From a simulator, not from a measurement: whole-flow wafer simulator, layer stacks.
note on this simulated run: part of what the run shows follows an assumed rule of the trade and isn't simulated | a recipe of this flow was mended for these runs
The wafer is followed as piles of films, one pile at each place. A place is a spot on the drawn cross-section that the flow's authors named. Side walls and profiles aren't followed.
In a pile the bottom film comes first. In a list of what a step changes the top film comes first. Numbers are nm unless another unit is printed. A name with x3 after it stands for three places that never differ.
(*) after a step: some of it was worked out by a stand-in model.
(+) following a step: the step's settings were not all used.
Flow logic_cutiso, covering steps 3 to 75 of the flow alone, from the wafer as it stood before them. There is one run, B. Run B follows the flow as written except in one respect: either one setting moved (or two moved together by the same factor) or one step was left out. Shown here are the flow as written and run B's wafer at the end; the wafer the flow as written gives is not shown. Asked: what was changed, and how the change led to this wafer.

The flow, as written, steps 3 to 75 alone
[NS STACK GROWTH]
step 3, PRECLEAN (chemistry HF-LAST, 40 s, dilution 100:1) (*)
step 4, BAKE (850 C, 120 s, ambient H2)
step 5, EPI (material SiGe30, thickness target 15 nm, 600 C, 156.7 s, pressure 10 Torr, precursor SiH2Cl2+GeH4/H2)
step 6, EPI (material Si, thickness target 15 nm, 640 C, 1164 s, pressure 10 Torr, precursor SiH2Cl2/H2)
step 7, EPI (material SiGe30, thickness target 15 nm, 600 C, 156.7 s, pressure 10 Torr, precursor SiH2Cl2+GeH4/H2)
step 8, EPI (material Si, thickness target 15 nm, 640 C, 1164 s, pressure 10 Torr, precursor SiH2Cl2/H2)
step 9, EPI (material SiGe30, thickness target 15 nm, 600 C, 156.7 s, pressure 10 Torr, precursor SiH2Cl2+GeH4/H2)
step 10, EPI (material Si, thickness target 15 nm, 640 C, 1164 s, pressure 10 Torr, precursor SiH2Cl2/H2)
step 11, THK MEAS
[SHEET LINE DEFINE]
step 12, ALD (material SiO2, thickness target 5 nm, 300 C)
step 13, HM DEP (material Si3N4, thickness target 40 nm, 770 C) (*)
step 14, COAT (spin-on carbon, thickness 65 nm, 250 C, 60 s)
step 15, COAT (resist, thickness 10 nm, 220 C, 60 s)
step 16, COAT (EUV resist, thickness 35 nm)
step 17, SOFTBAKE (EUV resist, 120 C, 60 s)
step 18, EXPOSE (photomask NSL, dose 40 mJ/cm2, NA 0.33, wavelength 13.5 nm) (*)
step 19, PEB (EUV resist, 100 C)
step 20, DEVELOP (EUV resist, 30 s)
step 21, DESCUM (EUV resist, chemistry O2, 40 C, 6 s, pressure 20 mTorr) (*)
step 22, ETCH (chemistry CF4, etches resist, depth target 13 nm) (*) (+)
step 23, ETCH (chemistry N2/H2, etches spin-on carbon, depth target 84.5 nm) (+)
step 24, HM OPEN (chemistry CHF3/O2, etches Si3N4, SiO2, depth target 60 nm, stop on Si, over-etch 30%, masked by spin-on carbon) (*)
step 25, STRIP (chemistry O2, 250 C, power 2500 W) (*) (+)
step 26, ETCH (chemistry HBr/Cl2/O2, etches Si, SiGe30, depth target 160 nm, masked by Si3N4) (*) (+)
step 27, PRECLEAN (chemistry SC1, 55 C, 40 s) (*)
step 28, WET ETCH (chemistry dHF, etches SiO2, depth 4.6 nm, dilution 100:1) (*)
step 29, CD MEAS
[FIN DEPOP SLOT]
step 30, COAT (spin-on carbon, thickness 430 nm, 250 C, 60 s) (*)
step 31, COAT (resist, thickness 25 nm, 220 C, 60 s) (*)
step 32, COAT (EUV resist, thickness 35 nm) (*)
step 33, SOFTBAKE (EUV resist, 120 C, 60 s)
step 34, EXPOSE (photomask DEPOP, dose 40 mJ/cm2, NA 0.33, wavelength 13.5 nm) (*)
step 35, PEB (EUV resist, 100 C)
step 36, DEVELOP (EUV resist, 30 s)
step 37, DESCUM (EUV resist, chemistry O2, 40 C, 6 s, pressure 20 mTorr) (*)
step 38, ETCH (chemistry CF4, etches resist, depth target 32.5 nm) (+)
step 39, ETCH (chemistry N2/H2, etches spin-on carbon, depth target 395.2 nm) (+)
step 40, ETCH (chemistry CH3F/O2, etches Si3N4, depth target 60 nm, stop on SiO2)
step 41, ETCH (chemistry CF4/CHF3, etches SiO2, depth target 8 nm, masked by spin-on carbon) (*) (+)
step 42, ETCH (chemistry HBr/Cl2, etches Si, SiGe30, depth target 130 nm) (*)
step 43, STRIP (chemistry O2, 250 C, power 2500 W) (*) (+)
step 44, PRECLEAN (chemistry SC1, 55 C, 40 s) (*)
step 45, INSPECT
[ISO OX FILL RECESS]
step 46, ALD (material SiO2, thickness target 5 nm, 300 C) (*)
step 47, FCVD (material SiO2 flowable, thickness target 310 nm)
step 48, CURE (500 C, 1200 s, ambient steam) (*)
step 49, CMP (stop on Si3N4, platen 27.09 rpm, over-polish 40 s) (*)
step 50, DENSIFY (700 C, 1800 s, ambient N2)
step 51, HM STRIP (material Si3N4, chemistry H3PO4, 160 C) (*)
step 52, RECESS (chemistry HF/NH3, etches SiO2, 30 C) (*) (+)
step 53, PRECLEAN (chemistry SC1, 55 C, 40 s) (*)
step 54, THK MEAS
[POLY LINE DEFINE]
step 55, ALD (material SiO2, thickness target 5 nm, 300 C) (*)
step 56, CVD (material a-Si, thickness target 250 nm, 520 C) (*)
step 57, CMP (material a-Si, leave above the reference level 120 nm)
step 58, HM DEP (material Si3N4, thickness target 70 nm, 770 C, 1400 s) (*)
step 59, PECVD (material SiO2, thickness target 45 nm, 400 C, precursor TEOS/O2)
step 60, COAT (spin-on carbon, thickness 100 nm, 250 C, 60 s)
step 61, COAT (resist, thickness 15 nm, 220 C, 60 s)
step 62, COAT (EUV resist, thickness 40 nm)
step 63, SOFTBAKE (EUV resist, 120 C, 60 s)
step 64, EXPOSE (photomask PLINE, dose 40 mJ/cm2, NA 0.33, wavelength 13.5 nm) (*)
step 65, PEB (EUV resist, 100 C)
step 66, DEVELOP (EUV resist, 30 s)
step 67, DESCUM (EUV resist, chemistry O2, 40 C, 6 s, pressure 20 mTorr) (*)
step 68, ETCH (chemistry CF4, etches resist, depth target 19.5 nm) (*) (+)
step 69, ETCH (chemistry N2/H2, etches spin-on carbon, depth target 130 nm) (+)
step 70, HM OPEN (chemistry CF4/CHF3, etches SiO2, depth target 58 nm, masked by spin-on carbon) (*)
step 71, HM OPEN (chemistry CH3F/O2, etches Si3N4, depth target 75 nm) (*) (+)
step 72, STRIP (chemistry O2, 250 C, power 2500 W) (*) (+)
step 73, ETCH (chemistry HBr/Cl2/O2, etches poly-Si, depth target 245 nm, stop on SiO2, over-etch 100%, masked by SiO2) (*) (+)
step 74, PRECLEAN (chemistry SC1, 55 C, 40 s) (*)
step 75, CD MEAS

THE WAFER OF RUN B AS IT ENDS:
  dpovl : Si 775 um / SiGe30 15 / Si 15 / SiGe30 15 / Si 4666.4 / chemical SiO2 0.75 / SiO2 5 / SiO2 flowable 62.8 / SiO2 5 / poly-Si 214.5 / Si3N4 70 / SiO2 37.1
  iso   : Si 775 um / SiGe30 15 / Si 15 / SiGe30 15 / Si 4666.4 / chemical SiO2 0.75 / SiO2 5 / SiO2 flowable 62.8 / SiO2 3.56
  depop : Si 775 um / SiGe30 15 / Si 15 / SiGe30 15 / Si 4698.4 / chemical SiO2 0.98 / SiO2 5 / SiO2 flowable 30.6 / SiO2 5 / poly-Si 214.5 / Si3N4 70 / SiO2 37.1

Cause: step 8, EPI: 1024 C was run, whereas the flow has 640 C.

How this came from the change, step by step:
  step 8, EPI (material Si, thickness target 15 nm, 640 C, 1164 s, pressure 10 Torr, precursor SiH2Cl2/H2)
      depop, dpovl, gfld and 19 more: +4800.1 Si (new film) (in the flow as written it would be: +15 Si (new film))
  step 26, ETCH (chemistry HBr/Cl2/O2, etches Si, SiGe30, depth target 160 nm, masked by Si3N4) (*) (+)
      dpovl, gfld, gxf, iso, isow, lnri, nsgap: -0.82 chemical SiO2 (all of it), -12 Si (all of it), -15 SiGe30 (all of it), -133 Si (in the flow as written it would be: -0.82 chemical SiO2 (all of it), -12 Si (all of it), -15 SiGe30 (all of it), -15 Si (all of it), -15 SiGe30 (all of it), -15 Si (all of it), -15 SiGe30 (all of it), -73 Si)
  step 42, ETCH (chemistry HBr/Cl2, etches Si, SiGe30, depth target 130 nm) (*)
      depop: -13.8 Si (all of it), -15 SiGe30 (all of it), -101.2 Si (in the flow as written it would be: -13.8 Si (all of it), -15 SiGe30 (all of it), -15 Si (all of it), -15 SiGe30 (all of it), -15 Si (all of it), -15 SiGe30 (all of it), -41.2 Si)
